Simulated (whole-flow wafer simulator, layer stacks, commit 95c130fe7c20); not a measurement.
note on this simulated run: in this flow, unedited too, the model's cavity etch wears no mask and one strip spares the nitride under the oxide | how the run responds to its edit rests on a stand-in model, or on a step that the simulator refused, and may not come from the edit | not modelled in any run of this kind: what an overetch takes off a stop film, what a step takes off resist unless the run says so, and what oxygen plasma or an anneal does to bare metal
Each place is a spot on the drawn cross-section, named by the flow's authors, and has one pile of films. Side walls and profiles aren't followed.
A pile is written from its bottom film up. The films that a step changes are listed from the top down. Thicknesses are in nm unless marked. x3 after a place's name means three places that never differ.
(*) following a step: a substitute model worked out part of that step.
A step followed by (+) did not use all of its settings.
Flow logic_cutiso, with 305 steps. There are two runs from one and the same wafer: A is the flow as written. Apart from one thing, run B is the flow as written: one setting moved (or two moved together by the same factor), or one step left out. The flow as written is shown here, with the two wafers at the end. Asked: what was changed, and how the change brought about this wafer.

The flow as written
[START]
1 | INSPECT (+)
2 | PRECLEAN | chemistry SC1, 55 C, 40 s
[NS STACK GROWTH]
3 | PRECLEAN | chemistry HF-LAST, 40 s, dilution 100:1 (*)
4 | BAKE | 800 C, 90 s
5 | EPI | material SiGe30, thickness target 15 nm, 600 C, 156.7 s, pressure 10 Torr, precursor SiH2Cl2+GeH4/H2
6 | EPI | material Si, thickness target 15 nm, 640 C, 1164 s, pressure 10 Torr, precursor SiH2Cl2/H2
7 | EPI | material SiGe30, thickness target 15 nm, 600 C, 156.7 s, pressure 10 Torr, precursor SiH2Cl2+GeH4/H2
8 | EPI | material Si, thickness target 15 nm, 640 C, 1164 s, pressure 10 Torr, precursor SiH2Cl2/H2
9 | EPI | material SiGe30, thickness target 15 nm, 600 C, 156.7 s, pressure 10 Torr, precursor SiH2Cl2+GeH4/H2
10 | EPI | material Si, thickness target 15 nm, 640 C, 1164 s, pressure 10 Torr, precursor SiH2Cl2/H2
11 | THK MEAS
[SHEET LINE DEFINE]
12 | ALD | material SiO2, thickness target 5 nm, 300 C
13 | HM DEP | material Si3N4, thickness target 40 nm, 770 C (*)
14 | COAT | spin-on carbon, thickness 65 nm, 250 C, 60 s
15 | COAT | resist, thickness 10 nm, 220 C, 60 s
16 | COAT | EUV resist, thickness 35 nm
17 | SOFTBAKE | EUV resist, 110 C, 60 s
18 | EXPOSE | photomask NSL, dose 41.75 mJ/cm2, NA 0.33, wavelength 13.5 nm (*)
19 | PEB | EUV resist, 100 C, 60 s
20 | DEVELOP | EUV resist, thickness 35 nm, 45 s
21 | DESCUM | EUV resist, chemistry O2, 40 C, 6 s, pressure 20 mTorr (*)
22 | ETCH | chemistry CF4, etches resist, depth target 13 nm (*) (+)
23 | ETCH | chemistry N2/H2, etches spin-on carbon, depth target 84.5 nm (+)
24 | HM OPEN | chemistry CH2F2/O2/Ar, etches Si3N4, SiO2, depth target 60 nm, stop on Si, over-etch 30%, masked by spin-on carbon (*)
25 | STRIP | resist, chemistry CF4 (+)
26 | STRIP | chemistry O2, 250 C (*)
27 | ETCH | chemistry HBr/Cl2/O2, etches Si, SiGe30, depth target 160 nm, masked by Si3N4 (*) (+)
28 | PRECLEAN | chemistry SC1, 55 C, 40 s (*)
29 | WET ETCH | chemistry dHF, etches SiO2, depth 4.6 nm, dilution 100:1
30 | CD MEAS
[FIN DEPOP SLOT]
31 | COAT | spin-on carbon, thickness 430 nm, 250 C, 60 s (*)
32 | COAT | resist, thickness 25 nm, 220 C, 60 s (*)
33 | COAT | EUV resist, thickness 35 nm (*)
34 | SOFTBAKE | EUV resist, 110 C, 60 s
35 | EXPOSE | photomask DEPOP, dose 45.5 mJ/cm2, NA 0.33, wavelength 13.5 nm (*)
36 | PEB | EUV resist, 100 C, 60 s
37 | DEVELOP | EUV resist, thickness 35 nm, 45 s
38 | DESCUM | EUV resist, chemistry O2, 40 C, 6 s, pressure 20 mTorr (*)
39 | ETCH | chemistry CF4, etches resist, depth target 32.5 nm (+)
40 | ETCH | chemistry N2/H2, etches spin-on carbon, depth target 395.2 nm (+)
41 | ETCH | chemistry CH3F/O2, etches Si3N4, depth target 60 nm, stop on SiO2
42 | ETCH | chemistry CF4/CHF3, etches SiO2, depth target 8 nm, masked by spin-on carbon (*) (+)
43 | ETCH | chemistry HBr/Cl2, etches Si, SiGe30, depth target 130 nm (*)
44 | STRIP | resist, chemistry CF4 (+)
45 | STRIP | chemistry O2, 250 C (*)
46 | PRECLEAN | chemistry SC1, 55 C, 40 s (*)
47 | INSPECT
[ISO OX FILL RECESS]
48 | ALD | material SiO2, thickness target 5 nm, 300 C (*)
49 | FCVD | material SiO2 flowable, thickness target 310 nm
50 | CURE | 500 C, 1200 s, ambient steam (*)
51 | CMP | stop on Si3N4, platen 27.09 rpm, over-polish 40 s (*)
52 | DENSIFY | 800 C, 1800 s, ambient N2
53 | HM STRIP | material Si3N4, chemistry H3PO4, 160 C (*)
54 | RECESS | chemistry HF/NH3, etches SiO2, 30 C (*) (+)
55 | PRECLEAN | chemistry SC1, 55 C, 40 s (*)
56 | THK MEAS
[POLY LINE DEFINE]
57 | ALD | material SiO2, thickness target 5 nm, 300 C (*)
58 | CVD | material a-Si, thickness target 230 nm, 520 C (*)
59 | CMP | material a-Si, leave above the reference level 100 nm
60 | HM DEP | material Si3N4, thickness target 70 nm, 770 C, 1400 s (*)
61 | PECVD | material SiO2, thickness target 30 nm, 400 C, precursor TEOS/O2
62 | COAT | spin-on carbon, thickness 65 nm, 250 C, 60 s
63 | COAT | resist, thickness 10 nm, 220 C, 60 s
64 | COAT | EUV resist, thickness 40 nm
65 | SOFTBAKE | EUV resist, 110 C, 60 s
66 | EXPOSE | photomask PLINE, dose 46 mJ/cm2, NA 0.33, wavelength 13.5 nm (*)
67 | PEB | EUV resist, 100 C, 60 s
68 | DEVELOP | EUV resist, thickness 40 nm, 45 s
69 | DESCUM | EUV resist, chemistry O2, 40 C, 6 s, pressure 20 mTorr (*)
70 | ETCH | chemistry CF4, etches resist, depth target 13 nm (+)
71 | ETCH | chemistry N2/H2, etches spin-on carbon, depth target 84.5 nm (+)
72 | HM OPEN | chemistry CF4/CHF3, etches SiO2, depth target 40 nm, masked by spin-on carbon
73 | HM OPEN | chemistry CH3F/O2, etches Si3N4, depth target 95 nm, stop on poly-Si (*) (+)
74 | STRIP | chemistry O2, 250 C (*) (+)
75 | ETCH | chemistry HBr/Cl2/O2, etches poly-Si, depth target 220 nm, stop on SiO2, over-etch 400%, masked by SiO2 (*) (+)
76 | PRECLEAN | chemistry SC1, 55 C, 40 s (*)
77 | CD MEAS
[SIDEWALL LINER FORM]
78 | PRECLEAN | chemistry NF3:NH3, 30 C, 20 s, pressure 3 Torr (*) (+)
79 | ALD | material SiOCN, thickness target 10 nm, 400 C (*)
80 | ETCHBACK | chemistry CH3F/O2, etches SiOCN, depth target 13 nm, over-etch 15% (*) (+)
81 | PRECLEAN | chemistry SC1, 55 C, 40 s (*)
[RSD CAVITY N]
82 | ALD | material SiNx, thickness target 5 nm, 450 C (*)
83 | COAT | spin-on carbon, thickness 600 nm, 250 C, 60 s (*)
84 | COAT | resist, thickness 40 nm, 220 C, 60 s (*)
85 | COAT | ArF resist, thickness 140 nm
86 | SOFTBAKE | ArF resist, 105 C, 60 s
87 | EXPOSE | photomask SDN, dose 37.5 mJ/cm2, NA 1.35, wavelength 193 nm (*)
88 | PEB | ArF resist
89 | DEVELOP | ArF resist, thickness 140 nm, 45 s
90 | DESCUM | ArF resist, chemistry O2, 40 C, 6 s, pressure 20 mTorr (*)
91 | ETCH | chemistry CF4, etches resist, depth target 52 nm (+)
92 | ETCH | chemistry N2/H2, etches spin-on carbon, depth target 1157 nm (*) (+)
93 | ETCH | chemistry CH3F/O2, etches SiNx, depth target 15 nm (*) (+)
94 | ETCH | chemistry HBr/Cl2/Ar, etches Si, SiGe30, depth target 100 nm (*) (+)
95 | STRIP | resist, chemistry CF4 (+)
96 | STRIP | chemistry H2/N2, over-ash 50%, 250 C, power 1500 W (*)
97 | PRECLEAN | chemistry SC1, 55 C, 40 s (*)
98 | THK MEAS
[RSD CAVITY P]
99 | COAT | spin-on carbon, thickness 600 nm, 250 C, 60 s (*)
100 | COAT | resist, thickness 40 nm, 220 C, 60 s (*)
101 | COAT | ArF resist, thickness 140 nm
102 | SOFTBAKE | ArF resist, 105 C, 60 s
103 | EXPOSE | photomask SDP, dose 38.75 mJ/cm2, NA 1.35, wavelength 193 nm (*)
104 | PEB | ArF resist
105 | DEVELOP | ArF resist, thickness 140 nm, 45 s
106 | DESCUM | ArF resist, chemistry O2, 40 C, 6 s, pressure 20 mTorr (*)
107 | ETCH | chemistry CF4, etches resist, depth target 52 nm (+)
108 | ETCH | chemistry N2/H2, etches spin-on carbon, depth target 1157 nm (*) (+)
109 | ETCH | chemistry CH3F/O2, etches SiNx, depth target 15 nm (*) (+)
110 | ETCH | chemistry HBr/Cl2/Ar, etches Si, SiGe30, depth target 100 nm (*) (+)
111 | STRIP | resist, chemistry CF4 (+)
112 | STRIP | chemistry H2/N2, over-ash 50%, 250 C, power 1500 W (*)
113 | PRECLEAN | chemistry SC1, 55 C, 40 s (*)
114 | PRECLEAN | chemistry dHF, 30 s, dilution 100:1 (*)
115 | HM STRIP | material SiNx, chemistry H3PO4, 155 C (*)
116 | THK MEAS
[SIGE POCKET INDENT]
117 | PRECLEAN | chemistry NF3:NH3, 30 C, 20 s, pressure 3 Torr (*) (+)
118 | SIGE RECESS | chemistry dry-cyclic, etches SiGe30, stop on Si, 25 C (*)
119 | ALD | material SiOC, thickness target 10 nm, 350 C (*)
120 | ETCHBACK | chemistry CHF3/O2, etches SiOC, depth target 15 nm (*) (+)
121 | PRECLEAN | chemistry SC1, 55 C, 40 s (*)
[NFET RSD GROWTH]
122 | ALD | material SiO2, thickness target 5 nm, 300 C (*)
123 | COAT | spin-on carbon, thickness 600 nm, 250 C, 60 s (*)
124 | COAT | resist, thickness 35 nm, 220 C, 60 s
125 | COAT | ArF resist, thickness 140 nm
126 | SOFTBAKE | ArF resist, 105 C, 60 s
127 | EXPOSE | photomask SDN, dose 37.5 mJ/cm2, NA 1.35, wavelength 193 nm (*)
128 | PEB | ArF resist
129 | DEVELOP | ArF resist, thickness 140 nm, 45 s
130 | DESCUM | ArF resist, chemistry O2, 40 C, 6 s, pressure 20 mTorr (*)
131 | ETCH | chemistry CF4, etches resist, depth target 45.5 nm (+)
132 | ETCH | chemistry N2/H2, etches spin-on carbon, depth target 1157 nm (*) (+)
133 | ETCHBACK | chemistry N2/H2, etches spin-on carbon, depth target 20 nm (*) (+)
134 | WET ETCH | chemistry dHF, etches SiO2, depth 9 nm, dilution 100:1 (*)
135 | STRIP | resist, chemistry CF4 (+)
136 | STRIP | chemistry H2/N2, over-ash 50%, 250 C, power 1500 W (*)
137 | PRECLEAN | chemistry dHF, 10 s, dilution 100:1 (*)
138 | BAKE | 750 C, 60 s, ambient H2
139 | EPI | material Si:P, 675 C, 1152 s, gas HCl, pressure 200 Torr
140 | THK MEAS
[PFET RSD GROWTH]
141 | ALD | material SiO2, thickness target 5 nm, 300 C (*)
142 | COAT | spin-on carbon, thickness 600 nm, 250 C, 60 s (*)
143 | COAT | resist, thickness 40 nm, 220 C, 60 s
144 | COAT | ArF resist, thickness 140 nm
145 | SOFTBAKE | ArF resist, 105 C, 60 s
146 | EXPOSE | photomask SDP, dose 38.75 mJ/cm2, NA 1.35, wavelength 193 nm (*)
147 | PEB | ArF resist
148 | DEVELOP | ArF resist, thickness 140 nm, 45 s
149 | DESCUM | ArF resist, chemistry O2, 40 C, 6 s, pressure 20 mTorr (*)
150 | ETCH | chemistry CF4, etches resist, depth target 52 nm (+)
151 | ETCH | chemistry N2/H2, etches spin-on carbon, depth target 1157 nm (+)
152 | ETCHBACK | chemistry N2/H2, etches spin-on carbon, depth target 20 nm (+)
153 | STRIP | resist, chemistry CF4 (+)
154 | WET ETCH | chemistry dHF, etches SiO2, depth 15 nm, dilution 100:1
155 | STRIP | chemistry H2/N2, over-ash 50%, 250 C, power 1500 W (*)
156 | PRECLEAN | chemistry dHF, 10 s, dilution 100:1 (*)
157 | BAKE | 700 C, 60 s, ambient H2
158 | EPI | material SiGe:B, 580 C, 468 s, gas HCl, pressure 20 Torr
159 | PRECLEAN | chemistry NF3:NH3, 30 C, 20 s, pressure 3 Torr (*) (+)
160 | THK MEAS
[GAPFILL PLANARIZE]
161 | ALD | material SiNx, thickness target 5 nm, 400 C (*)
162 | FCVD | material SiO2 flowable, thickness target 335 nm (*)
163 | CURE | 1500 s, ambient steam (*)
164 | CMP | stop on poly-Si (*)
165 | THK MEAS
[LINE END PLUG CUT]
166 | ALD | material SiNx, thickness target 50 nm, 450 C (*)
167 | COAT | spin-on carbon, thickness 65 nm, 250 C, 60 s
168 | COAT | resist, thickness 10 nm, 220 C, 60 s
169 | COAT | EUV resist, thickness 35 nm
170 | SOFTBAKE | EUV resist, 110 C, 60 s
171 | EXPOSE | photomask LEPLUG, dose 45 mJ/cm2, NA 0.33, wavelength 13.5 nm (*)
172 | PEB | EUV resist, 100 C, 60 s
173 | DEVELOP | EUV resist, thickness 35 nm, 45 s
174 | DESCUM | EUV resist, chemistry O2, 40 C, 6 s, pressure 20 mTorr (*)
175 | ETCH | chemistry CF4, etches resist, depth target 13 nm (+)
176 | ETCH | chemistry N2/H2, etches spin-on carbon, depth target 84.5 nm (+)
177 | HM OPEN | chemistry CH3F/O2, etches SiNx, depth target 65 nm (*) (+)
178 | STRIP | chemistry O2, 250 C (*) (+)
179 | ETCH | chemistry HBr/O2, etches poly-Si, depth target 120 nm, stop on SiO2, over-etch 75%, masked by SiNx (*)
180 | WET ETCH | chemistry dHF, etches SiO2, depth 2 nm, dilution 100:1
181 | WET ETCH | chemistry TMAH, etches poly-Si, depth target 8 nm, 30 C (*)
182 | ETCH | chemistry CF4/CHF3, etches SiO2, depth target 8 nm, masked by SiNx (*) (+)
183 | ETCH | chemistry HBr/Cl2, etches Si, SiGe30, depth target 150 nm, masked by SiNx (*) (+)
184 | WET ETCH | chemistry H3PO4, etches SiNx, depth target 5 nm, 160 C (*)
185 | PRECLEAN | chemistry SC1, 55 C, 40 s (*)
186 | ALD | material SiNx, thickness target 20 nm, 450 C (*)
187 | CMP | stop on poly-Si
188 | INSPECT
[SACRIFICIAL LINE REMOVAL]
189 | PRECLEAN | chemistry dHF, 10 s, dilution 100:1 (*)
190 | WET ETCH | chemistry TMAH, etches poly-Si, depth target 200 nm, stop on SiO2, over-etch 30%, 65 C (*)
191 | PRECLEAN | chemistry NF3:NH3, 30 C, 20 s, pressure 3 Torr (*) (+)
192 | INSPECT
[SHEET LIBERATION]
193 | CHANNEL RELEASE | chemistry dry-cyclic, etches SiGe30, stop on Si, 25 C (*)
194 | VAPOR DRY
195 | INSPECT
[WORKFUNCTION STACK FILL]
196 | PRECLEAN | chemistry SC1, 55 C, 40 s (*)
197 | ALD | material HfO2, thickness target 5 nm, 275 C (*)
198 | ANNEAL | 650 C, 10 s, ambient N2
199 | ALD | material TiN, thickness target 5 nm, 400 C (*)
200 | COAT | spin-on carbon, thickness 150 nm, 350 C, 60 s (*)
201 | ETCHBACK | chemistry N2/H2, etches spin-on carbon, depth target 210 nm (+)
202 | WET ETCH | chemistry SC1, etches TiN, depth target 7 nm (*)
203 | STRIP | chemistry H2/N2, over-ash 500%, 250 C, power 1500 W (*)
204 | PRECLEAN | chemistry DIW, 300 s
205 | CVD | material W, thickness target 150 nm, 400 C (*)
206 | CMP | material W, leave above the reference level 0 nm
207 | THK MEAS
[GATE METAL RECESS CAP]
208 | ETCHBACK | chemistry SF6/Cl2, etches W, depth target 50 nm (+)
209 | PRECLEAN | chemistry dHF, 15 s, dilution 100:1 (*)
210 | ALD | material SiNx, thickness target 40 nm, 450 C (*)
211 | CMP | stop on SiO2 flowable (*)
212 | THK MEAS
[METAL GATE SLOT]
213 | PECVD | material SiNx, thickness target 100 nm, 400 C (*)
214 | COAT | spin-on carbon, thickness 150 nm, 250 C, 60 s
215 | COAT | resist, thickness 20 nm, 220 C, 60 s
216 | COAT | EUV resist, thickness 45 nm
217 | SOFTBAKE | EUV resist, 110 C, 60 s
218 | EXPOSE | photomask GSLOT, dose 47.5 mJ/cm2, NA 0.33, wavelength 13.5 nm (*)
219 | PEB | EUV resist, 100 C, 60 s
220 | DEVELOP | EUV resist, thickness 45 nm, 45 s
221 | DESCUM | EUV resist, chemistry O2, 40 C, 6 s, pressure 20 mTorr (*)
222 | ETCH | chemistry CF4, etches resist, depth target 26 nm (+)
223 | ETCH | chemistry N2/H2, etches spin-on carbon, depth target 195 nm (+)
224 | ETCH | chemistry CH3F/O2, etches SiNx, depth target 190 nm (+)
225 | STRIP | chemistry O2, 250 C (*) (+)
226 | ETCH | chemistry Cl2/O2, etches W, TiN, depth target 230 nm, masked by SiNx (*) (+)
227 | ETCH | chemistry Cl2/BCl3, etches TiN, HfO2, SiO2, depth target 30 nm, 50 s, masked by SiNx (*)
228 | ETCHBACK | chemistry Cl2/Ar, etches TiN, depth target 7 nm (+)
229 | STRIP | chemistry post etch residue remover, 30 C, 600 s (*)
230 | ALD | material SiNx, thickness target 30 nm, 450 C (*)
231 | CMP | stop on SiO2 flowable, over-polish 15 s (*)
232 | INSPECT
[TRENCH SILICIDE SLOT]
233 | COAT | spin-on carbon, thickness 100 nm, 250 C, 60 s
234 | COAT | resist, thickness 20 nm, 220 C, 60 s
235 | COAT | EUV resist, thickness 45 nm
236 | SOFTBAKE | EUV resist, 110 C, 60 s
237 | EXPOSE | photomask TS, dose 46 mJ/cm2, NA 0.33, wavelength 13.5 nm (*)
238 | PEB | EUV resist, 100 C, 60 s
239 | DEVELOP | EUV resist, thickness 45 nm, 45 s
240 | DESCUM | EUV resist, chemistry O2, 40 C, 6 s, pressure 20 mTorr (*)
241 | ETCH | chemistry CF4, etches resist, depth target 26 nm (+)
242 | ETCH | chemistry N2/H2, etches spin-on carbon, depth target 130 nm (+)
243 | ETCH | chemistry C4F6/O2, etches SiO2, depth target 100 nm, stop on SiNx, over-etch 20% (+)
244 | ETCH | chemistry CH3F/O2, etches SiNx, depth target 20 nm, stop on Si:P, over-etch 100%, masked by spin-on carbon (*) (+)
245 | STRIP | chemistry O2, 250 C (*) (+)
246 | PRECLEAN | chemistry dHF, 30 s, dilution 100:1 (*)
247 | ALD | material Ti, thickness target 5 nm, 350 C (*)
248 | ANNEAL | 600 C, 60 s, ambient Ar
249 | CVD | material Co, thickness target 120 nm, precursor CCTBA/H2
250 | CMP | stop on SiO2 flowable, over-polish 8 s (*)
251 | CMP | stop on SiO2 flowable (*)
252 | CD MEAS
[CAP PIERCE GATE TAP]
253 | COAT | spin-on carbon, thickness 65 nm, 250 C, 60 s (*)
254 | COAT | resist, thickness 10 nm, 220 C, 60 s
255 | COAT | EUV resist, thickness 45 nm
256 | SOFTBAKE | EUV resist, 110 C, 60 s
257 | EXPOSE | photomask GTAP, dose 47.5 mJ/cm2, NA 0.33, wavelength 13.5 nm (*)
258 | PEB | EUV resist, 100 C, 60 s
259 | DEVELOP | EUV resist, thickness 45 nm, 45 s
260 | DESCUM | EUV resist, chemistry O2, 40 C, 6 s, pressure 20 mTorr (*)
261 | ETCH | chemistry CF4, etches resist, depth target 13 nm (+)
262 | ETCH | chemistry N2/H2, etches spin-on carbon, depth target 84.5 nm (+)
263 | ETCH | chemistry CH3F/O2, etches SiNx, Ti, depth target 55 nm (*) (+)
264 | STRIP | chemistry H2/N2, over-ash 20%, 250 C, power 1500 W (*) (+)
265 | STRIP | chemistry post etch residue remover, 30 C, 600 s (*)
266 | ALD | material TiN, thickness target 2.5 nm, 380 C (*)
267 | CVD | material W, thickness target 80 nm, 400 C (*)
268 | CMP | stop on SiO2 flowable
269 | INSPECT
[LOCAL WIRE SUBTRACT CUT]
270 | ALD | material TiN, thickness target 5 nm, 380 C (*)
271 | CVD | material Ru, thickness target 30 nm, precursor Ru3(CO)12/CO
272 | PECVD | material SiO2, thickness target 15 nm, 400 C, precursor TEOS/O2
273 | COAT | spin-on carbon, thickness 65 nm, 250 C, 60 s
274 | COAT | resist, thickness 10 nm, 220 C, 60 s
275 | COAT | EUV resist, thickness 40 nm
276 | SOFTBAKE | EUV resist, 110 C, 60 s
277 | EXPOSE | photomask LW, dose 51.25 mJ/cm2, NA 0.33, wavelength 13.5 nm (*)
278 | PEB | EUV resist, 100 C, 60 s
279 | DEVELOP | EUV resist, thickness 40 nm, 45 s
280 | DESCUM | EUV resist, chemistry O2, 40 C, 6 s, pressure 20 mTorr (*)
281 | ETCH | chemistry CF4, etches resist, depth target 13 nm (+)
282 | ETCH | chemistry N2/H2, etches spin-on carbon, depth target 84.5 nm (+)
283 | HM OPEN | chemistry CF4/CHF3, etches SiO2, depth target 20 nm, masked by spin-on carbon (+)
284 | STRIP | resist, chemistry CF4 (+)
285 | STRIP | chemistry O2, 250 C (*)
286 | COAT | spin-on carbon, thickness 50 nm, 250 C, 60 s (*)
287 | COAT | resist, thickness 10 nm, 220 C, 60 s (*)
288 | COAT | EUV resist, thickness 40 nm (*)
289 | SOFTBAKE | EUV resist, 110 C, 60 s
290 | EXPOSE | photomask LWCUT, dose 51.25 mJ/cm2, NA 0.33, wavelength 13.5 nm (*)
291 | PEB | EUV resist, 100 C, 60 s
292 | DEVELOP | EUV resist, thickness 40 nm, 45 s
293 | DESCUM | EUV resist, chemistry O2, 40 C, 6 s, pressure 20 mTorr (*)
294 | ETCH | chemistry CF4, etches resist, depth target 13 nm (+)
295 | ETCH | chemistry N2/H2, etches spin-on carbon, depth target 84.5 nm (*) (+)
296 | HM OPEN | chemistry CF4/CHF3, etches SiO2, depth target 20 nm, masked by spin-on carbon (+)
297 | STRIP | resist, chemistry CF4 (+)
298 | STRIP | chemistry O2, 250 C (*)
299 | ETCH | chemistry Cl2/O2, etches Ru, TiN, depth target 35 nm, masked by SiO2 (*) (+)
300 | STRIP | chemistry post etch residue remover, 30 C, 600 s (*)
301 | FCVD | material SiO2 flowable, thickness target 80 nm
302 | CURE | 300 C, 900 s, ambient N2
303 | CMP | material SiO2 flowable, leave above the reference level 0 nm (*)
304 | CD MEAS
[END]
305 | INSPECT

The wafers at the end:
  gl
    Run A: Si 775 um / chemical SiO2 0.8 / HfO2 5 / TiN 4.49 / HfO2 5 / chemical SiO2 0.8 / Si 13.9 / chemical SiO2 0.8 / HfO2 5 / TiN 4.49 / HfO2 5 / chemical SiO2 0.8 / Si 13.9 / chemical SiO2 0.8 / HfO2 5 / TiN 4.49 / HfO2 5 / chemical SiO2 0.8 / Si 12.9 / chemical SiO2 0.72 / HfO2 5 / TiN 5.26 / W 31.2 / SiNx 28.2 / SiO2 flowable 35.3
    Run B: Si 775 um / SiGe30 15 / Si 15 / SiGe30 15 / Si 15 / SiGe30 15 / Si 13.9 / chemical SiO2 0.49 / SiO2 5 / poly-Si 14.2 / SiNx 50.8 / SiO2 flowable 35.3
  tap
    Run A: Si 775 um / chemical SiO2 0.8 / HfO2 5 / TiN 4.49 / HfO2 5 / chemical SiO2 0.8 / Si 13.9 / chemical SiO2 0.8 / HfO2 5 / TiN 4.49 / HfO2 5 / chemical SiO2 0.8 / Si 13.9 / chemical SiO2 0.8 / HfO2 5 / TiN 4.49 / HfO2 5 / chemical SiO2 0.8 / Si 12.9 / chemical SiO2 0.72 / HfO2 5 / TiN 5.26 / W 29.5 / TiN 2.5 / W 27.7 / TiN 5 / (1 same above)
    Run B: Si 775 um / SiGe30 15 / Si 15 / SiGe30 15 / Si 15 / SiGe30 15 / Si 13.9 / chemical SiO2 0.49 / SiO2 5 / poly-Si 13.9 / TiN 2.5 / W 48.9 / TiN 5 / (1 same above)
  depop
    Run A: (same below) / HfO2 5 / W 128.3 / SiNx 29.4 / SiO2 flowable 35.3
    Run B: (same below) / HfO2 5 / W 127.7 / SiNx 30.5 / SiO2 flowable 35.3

What caused this: step 61, PECVD: material SiO2, thickness target 30 nm, 400 C, precursor TEOS/O2, was not run.

Step by step, how the change led to this:
  71 | ETCH | chemistry N2/H2, etches spin-on carbon, depth target 84.5 nm (+)
      iso, lnr, lnri and 6 more: A -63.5 spin-on carbon (all of it), -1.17 SiO2 | B -63.5 spin-on carbon (all of it), -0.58 Si3N4
  72 | HM OPEN | chemistry CF4/CHF3, etches SiO2, depth target 40 nm, masked by spin-on carbon
      iso, lnr, lnri and 6 more: A -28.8 SiO2 (all of it), -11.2 Si3N4 | B -40 Si3N4
  73 | HM OPEN | chemistry CH3F/O2, etches Si3N4, depth target 95 nm, stop on poly-Si (*) (+)
      depop, dpovl, gfld and 10 more: A -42 spin-on carbon | B -21 spin-on carbon
      iso, lnr, lnri and 6 more: A -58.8 Si3N4 (all of it) | B -29.4 Si3N4 (all of it)
  74 | STRIP | chemistry O2, 250 C (*) (+)
      depop, dpovl, gfld and 10 more: A -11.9 spin-on carbon (all of it) | B -32.9 spin-on carbon (all of it)
  75 | ETCH | chemistry HBr/Cl2/O2, etches poly-Si, depth target 220 nm, stop on SiO2, over-etch 400%, masked by SiO2 (*) (+)
      depop, dpovl, gfld and 10 more: A -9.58 SiO2 | B -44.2 Si3N4
  78 | PRECLEAN | chemistry NF3:NH3, 30 C, 20 s, pressure 3 Torr (*) (+)
      depop, dpovl, gfld and 10 more: A -7.83 SiO2 | B -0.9 Si3N4
  80 | ETCHBACK | chemistry CH3F/O2, etches SiOCN, depth target 13 nm, over-etch 15% (*) (+)
      depop, dpovl, gfld and 10 more: A -10 SiOCN (all of it), -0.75 SiO2 | B -10 SiOCN (all of it), -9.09 Si3N4
      lnr, lnrp, lnrt: A +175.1 SiOCN | B +117.5 SiOCN
      (as well as at 1 more place)
  83 | COAT | spin-on carbon, thickness 600 nm, 250 C, 60 s (*)
      gl, glp, plug, tap: A +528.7 spin-on carbon (new film) | B +554.1 spin-on carbon (new film)
      rsdn, rsdp, rsdw, rsdx: A +716.5 spin-on carbon (new film) | B +676 spin-on carbon (new film)
      (as well as at 9 more places)
  92 | ETCH | chemistry N2/H2, etches spin-on carbon, depth target 1157 nm (*) (+)
      depop, dpovl, gfld and 12 more: A -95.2 ArF resist (all of it), -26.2 resist | B -95.2 ArF resist (all of it), -27.4 resist
      gl, gxn, tap: A -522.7 spin-on carbon (all of it), -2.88 SiNx | B -548.1 spin-on carbon (all of it), -2.98 SiNx
      (as well as at 4 more places)
  93 | ETCH | chemistry CH3F/O2, etches SiNx, depth target 15 nm (*) (+)
      gl, gxn, tap: A -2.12 SiNx (all of it), -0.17 SiO2 | B -2.02 SiNx (all of it), -13 Si3N4
      rsdn, rsdx: A -4.16 SiNx (all of it) | B -3.35 SiNx (all of it), -0.49 chemical SiO2 (all of it), -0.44 Si
      (as well as at 17 more places)
  94 | ETCH | chemistry HBr/Cl2/Ar, etches Si, SiGe30, depth target 100 nm (*) (+)
      rsdn, rsdx: A -0.49 chemical SiO2 (all of it), -12.8 Si (all of it), -15 SiGe30 (all of it), -15 Si (all of it), -15 SiGe30 (all of it), -15 Si (all of it), -15 SiGe30 (all of it), -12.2 Si | B -12.4 Si (all of it), -15 SiGe30 (all of it), -15 Si (all of it), -15 SiGe30 (all of it), -15 Si (all of it), -15 SiGe30 (all of it), -12.6 Si
  95 | STRIP | resist, chemistry CF4 (+)
      depop, dpovl, isow, ns, nsgap: A -13 resist (all of it) | B -9.57 resist (all of it)
      gfld, iso, lnri: A -13 resist (all of it) | B -9.63 resist (all of it)
      (as well as at 7 more places)
  96 | STRIP | chemistry H2/N2, over-ash 50%, 250 C, power 1500 W (*)
      gfld, gxf: A -528.6 spin-on carbon (all of it) | B -554 spin-on carbon (all of it)
      glp, plug: A -528.7 spin-on carbon (all of it) | B -554.1 spin-on carbon (all of it)
      (as well as at 6 more places)
  99 | COAT | spin-on carbon, thickness 600 nm, 250 C, 60 s (*)
      gfld, plug: A +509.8 spin-on carbon (new film) | B +533.4 spin-on carbon (new film)
      gl, gxn: A +514.9 spin-on carbon (new film) | B +551.3 spin-on carbon (new film)
      (as well as at 13 more places)
  108 | ETCH | chemistry N2/H2, etches spin-on carbon, depth target 1157 nm (*) (+)
      depop, dpovl, gfld and 14 more: A -95.2 ArF resist (all of it), -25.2 resist | B -95.2 ArF resist (all of it), -26.3 resist
      glp, gxp: A -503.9 spin-on carbon (all of it), -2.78 SiNx | B -527.5 spin-on carbon (all of it), -2.87 SiNx
      (as well as at 3 more places)
  109 | ETCH | chemistry CH3F/O2, etches SiNx, depth target 15 nm (*) (+)
      glp, gxp: A -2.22 SiNx (all of it), -0.17 SiO2 | B -2.13 SiNx (all of it), -12.9 Si3N4
      rsdp, rsdw: A -4.26 SiNx (all of it) | B -3.45 SiNx (all of it), -0.49 chemical SiO2 (all of it), -0.43 Si
      (as well as at 18 more places)
  ... another 47 steps ...
  268 | CMP | stop on SiO2 flowable
      depop, dpovl, gfld and 9 more: A -80.2 W (all of it), -2.5 TiN (all of it), -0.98 SiNx | B -80.2 W (all of it), -2.5 TiN (all of it), -0.16 SiNx
      lnr, lnrp, lnrt: A -80 W (all of it), -2.5 TiN (all of it), -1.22 SiOCN | B -80 W (all of it), -2.5 TiN (all of it), -0.39 SiOCN
      (as well as at 4 more places)
With metal films that touch counted as one body, gl has 0 bodies; the flow as written gives 4 bodies (between them, from the top down: HfO2 5 / chemical SiO2 0.72 / Si 12.9 / chemical SiO2 0.8 / HfO2 5; HfO2 5 / chemical SiO2 0.8 / Si 13.9 / chemical SiO2 0.8 / HfO2 5; HfO2 5 / chemical SiO2 0.8 / Si 13.9 / chemical SiO2 0.8 / HfO2 5).
With metal films that touch counted as one body, tap has 1 body; the flow as written gives 4 bodies (between them, from the top down: HfO2 5 / chemical SiO2 0.72 / Si 12.9 / chemical SiO2 0.8 / HfO2 5; HfO2 5 / chemical SiO2 0.8 / Si 13.9 / chemical SiO2 0.8 / HfO2 5; HfO2 5 / chemical SiO2 0.8 / Si 13.9 / chemical SiO2 0.8 / HfO2 5).
